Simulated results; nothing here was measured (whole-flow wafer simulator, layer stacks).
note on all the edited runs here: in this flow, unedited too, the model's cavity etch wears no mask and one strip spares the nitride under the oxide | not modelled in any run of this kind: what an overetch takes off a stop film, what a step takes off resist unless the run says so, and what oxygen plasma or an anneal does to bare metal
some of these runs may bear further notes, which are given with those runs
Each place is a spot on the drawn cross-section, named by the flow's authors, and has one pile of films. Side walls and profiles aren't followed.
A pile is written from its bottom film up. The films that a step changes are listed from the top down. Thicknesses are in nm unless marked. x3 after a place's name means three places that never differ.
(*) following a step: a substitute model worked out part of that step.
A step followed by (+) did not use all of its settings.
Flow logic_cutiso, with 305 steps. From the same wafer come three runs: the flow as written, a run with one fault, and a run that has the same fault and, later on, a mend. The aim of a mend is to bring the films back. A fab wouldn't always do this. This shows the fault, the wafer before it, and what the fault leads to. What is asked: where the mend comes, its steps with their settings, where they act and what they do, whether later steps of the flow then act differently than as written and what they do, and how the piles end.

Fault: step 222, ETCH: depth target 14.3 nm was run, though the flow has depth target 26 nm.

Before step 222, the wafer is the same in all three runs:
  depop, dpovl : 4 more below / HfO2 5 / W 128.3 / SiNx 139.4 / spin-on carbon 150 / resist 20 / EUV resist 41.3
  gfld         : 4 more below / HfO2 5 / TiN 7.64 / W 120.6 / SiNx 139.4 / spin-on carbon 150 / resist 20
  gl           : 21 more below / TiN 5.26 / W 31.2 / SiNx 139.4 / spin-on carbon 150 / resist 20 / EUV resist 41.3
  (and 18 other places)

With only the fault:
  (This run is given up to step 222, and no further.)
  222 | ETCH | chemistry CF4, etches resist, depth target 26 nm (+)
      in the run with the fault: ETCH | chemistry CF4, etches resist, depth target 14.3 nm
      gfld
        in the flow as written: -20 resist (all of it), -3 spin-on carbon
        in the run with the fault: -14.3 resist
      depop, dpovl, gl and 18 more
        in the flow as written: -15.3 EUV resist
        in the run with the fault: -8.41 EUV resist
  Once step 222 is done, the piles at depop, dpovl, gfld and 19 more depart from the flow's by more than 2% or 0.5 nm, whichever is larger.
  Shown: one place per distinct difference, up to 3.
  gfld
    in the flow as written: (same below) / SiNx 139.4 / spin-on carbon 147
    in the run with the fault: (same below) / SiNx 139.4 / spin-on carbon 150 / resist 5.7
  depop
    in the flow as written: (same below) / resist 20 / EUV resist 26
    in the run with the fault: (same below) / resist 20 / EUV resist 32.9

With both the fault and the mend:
  After step 222 comes the mend.
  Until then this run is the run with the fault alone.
  222a | ETCH | chemistry CF4, etches resist, depth target 11.7 nm (*) (+) (a further turn of the flow's step 222, with different settings)
      depop, dpovl, gl and 18 more
        -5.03 EUV resist
      gfld
        -5.7 resist (all of it), -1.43 spin-on carbon
  Steps further on in the flow that do not act as written (3 more steps, not shown, differ only slightly: by at most 2% or 0.5 nm, whichever is larger):
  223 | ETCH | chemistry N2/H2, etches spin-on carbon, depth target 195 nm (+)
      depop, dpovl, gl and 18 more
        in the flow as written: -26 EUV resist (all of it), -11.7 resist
        in the run with the mend: -27.9 EUV resist (all of it), -11.6 resist
  At every place that both follow, the piles at the end match the flow's.
